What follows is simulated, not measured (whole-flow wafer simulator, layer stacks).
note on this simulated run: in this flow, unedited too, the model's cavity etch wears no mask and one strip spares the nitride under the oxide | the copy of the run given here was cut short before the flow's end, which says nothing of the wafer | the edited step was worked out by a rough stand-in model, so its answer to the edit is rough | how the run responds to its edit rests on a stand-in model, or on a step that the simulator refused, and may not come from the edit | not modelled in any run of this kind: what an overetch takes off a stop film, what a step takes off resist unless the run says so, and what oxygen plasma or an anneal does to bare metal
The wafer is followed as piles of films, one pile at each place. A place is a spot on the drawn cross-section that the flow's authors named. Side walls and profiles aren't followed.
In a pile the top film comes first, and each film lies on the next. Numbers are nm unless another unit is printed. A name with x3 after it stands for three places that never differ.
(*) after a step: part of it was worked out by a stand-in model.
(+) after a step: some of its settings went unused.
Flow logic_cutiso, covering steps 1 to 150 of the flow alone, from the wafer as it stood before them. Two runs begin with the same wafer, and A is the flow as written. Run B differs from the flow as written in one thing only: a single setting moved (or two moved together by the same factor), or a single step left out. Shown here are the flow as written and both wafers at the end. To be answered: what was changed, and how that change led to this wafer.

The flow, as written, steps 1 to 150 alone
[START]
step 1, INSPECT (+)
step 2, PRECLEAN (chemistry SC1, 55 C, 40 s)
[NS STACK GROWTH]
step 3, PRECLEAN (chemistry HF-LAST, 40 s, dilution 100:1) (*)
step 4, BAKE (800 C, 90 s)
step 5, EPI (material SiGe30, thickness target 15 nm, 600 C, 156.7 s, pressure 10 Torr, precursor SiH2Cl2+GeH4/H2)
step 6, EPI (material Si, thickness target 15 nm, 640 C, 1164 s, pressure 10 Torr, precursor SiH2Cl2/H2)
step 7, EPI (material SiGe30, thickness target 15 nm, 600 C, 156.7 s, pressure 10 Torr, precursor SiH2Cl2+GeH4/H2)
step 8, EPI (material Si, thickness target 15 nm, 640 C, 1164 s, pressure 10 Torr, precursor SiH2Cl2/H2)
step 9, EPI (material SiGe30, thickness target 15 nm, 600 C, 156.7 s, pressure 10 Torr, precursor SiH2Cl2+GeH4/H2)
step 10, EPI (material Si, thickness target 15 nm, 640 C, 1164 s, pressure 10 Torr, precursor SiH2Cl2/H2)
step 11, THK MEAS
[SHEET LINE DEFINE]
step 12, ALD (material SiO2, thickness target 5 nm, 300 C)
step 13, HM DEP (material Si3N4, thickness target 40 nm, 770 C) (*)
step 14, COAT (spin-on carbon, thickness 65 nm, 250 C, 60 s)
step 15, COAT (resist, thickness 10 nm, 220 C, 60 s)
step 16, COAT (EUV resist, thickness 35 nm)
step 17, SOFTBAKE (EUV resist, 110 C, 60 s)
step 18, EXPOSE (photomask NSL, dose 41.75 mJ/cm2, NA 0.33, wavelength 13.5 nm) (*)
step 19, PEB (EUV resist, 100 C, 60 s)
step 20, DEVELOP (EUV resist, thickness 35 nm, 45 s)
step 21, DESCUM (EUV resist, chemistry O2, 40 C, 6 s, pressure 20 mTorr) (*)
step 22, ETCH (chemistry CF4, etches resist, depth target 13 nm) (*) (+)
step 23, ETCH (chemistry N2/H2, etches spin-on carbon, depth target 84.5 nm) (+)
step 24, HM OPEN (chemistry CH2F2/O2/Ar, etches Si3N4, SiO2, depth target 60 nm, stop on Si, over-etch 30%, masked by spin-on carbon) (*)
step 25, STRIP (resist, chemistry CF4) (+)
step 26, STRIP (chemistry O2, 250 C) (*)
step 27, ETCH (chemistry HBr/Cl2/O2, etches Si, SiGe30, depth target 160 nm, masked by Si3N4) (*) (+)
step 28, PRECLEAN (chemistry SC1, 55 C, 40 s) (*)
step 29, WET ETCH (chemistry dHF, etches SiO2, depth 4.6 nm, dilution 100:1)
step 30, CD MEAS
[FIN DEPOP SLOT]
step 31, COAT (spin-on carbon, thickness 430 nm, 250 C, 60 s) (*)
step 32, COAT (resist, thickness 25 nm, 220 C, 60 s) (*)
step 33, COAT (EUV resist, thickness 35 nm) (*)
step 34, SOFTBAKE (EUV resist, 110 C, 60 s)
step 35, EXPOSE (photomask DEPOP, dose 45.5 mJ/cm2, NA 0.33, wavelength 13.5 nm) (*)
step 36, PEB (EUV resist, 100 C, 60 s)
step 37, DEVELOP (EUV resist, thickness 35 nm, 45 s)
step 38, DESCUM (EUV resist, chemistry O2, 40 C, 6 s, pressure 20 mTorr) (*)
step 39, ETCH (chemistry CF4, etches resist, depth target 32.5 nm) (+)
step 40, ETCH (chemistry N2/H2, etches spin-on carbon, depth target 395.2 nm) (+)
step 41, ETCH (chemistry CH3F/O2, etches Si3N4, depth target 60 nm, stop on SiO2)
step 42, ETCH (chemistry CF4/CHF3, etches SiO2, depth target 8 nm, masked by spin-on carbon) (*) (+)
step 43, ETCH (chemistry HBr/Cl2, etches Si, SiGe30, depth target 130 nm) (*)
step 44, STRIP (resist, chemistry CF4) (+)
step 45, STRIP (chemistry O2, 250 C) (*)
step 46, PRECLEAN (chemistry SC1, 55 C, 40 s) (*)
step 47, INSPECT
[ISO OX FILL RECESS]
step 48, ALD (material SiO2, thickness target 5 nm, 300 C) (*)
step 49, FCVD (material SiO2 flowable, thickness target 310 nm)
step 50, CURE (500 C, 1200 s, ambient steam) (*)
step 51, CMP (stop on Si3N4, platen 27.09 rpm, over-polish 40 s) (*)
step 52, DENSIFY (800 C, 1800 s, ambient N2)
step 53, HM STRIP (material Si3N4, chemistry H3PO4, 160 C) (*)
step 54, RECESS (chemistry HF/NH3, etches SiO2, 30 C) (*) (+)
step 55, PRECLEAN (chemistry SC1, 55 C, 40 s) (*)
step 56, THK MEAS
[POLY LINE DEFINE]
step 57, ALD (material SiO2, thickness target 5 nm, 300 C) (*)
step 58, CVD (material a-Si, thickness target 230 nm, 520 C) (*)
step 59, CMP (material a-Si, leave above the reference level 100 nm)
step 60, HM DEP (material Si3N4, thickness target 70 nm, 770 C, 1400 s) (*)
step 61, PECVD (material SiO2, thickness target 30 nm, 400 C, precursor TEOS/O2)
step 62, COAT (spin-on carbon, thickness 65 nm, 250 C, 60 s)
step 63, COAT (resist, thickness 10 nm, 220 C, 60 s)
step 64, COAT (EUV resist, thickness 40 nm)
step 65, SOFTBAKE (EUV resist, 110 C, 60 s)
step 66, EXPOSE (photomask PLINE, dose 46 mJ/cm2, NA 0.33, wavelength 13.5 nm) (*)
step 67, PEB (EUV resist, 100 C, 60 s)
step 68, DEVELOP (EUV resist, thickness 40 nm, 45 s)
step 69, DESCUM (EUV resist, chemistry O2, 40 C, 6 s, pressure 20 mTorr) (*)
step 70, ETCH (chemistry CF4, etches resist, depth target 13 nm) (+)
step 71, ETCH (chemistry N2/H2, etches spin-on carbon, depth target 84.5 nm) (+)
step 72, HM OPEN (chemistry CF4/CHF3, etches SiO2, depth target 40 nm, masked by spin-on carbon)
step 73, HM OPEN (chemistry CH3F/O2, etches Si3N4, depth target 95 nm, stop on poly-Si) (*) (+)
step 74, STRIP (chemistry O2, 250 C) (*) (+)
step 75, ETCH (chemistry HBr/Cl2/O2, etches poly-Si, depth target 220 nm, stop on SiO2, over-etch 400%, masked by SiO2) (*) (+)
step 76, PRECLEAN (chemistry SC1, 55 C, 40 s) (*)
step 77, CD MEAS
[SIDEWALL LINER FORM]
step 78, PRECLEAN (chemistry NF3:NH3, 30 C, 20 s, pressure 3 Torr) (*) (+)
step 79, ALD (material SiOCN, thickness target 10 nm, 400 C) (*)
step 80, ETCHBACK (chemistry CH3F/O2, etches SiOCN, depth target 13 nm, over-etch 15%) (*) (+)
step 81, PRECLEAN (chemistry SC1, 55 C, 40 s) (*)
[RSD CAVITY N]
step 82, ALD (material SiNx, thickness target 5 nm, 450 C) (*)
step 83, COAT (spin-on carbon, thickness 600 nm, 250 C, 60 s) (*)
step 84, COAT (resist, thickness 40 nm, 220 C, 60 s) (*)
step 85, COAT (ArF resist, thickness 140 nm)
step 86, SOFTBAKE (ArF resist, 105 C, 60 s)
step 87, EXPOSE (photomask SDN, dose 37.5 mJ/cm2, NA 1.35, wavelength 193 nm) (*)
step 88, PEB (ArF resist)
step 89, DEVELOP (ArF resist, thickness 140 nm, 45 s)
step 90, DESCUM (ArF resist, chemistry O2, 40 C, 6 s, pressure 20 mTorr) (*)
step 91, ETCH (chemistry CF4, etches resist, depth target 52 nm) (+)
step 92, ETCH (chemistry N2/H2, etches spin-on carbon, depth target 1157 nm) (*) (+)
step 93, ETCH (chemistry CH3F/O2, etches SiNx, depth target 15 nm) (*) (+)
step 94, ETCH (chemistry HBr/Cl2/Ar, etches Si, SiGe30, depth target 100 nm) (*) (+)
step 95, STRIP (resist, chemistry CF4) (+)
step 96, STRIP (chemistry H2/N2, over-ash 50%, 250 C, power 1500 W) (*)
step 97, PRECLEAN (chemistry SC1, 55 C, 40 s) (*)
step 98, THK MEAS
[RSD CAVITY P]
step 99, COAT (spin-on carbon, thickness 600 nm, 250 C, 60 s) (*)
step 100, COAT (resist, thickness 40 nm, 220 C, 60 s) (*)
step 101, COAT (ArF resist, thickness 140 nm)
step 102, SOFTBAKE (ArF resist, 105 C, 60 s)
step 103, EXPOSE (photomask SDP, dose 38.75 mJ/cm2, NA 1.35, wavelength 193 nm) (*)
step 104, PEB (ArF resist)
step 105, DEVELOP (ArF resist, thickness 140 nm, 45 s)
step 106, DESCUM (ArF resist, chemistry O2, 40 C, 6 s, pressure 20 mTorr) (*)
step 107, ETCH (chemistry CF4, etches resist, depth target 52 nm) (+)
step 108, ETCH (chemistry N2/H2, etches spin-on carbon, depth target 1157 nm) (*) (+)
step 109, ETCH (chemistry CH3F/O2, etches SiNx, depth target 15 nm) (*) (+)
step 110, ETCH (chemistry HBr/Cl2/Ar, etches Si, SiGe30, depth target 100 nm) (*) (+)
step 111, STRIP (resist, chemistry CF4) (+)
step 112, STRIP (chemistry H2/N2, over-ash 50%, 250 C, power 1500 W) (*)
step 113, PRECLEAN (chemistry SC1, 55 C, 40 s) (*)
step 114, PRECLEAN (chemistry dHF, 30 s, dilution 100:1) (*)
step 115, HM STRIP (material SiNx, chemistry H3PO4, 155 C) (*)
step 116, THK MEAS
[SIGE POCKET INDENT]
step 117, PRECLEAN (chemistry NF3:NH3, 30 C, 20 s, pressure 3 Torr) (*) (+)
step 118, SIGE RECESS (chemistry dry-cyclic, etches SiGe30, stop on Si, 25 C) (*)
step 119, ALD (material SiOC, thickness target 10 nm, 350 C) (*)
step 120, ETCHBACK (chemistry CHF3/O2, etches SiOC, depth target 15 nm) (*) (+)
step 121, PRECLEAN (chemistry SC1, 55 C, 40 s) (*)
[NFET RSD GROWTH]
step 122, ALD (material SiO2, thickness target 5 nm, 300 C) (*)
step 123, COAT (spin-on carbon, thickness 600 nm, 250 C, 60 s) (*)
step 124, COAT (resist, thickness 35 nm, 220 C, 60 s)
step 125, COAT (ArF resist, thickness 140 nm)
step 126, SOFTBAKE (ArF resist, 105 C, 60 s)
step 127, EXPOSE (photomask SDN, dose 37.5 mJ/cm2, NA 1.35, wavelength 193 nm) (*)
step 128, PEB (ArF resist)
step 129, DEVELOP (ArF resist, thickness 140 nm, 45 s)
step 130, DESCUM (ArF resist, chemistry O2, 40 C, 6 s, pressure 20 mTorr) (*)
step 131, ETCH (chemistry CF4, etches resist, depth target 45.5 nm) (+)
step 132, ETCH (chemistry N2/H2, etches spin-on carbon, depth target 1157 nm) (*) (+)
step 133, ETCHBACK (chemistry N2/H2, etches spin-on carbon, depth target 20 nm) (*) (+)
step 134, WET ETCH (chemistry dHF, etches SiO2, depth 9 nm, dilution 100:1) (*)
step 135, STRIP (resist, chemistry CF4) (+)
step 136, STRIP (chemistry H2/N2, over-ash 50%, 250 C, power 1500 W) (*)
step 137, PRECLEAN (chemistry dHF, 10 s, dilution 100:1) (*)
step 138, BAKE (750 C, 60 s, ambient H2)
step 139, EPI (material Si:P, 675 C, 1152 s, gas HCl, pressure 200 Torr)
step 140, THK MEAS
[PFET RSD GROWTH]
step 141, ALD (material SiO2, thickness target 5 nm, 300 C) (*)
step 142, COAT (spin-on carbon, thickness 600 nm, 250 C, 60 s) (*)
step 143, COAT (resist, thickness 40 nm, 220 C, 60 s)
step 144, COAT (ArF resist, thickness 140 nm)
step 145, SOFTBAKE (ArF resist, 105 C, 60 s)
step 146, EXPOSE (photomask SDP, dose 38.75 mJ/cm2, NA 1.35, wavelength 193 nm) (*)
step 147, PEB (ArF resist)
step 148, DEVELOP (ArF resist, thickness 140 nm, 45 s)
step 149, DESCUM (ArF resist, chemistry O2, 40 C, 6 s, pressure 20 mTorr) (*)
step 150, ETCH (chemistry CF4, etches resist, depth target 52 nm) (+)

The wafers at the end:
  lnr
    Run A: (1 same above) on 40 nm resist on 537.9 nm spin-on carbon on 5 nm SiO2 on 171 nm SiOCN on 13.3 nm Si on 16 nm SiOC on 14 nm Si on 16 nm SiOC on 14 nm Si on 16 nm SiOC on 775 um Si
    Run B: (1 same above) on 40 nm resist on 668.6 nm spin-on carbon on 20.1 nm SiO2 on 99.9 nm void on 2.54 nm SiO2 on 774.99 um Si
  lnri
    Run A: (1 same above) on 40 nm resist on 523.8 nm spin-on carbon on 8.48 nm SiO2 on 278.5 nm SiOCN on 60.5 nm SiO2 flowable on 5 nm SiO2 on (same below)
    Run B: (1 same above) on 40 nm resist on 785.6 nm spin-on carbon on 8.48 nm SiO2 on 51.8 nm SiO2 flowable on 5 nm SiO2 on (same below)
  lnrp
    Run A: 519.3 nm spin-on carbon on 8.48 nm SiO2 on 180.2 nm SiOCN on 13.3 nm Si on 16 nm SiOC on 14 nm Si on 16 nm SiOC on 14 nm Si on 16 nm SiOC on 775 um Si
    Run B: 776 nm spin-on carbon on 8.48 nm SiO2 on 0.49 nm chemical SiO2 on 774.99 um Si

The reason: step 79, ALD: thickness target 7.5 nm was run, while the flow as written has thickness target 10 nm.

The path from the change to this, step by step:
  step 79, ALD (material SiOCN, thickness target 10 nm, 400 C) (*)
      depop, dpovl, gfld and 19 more: A SiOCN gains 10 (new film) | B SiOCN gains 7.5 (new film)
  step 80, ETCHBACK (chemistry CH3F/O2, etches SiOCN, depth target 13 nm, over-etch 15%) (*) (+)
      lnr, lnrp, lnrt: A SiOCN gains 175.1 | B SiOCN loses 7.5 (all of it), Si loses 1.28
      lnri: A SiOCN gains 271.9 | B SiOCN loses 7.5 (all of it), SiO2 flowable loses 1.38
      (also at 18 further places)
  step 83, COAT (spin-on carbon, thickness 600 nm, 250 C, 60 s) (*)
      gl, gxn, gxp: A spin-on carbon gains 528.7 (new film) | B spin-on carbon gains 513.2 (new film)
      glp, plug, tap: A spin-on carbon gains 528.7 (new film) | B spin-on carbon gains 513.3 (new film)
      (also at 10 further places)
  step 92, ETCH (chemistry N2/H2, etches spin-on carbon, depth target 1157 nm) (*) (+)
      gl, tap: A spin-on carbon loses 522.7 (all of it), SiNx loses 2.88 | B spin-on carbon loses 507.3 (all of it), SiNx loses 5 (all of it), SiO2 loses 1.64
      gxn: A spin-on carbon loses 522.7 (all of it), SiNx loses 2.88 | B spin-on carbon loses 507.2 (all of it), SiNx loses 5 (all of it), SiO2 loses 1.64
      (also at 19 further places)
  step 93, ETCH (chemistry CH3F/O2, etches SiNx, depth target 15 nm) (*) (+)
      gl, gxn, tap: A SiNx loses 2.12 (all of it), SiO2 loses 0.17 | B SiO2 loses 0.14
      lnr, lnrt: A SiNx loses 2.15 (all of it), SiOCN loses 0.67 | B SiNx loses 1.22 (all of it), chemical SiO2 loses 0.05
      (also at 2 further places)
  step 94, ETCH (chemistry HBr/Cl2/Ar, etches Si, SiGe30, depth target 100 nm) (*) (+)
      lnr, lnrt: A nothing | B chemical SiO2 loses 0.44 (all of it), Si loses 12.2 (all of it), SiGe30 loses 15 (all of it), Si loses 15 (all of it), SiGe30 loses 15 (all of it), Si loses 15 (all of it), SiGe30 loses 15 (all of it), Si loses 12.7
      rsdn, rsdx: A chemical SiO2 loses 0.49 (all of it), Si loses 12.8 (all of it), SiGe30 loses 15 (all of it), Si loses 15 (all of it), SiGe30 loses 15 (all of it), Si loses 15 (all of it), SiGe30 loses 15 (all of it), Si loses 12.2 | B chemical SiO2 loses 0.44 (all of it), Si loses 12.2 (all of it), SiGe30 loses 15 (all of it), Si loses 15 (all of it), SiGe30 loses 15 (all of it), Si loses 15 (all of it), SiGe30 loses 15 (all of it), Si loses 12.7
  step 95, STRIP (resist, chemistry CF4) (+)
      depop, dpovl, isow, ns, nsgap: A resist loses 13 (all of it) | B resist loses 4.29 (all of it)
      gfld, iso, lnri: A resist loses 13 (all of it) | B resist loses 4.35 (all of it)
      (also at 7 further places)
  step 96, STRIP (chemistry H2/N2, over-ash 50%, 250 C, power 1500 W) (*)
      gfld, gxf: A spin-on carbon loses 528.6 (all of it) | B spin-on carbon loses 513.2 (all of it)
      glp, plug: A spin-on carbon loses 528.7 (all of it) | B spin-on carbon loses 513.3 (all of it)
      (also at 5 further places)
  step 99, COAT (spin-on carbon, thickness 600 nm, 250 C, 60 s) (*)
      gfld, plug: A spin-on carbon gains 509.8 (new film) | B spin-on carbon gains 486 (new film)
      gl, gxn: A spin-on carbon gains 514.9 (new film) | B spin-on carbon gains 492.7 (new film)
      (also at 13 further places)
  step 108, ETCH (chemistry N2/H2, etches spin-on carbon, depth target 1157 nm) (*) (+)
      glp: A spin-on carbon loses 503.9 (all of it), SiNx loses 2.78 | B spin-on carbon loses 480 (all of it), SiNx loses 5 (all of it), SiO2 loses 1.35
      gxp: A spin-on carbon loses 503.9 (all of it), SiNx loses 2.78 | B spin-on carbon loses 480.1 (all of it), SiNx loses 5 (all of it), SiO2 loses 1.35
      (also at 20 further places)
  step 109, ETCH (chemistry CH3F/O2, etches SiNx, depth target 15 nm) (*) (+)
      glp, gxp: A SiNx loses 2.22 (all of it), SiO2 loses 0.17 | B SiO2 loses 0.15
      rsdp, rsdw: A SiNx loses 4.26 (all of it) | B SiNx loses 1.37 (all of it), chemical SiO2 loses 0.06
      (also at 1 further place)
  step 110, ETCH (chemistry HBr/Cl2/Ar, etches Si, SiGe30, depth target 100 nm) (*) (+)
      lnrp: A nothing | B chemical SiO2 loses 0.44 (all of it), Si loses 12.2 (all of it), SiGe30 loses 15 (all of it), Si loses 15 (all of it), SiGe30 loses 15 (all of it), Si loses 15 (all of it), SiGe30 loses 15 (all of it), Si loses 12.7
      rsdp, rsdw: A chemical SiO2 loses 0.49 (all of it), Si loses 12.8 (all of it), SiGe30 loses 15 (all of it), Si loses 15 (all of it), SiGe30 loses 15 (all of it), Si loses 15 (all of it), SiGe30 loses 15 (all of it), Si loses 12.2 | B chemical SiO2 loses 0.44 (all of it), Si loses 12.2 (all of it), SiGe30 loses 15 (all of it), Si loses 15 (all of it), SiGe30 loses 15 (all of it), Si loses 15 (all of it), SiGe30 loses 15 (all of it), Si loses 12.7
  step 111, STRIP (resist, chemistry CF4) (+)
      depop, dpovl, isow, ns, nsgap: A resist loses 14 (all of it) | B resist loses 5.71 (all of it)
      gxn, lnr, lnrt: A resist loses 14.1 (all of it) | B resist loses 5.81 (all of it)
      (also at 9 further places)
  step 112, STRIP (chemistry H2/N2, over-ash 50%, 250 C, power 1500 W) (*)
      gfld, plug: A spin-on carbon loses 509.8 (all of it) | B spin-on carbon loses 486 (all of it)
      gl, gxn: A spin-on carbon loses 514.9 (all of it) | B spin-on carbon loses 492.7 (all of it)
      (also at 8 further places)
  step 114, PRECLEAN (chemistry dHF, 30 s, dilution 100:1) (*)
      lnr, lnrt: A SiOCN loses 0.49 | B chemical SiO2 loses 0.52 (all of it)
  step 115, HM STRIP (material SiNx, chemistry H3PO4, 155 C) (*)
      lnr, lnrp, lnrt: A SiOCN loses 0.58 | B chemical SiO2 gains 0.5 (new film), Si loses 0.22
  ... another 12 steps ...
  step 142, COAT (spin-on carbon, thickness 600 nm, 250 C, 60 s) (*)
      gfld, plug: A spin-on carbon gains 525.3 (new film) | B spin-on carbon gains 500.6 (new film)
      gl, tap: A spin-on carbon gains 547.8 (new film) | B spin-on carbon gains 522.7 (new film)
      (also at 13 further places)
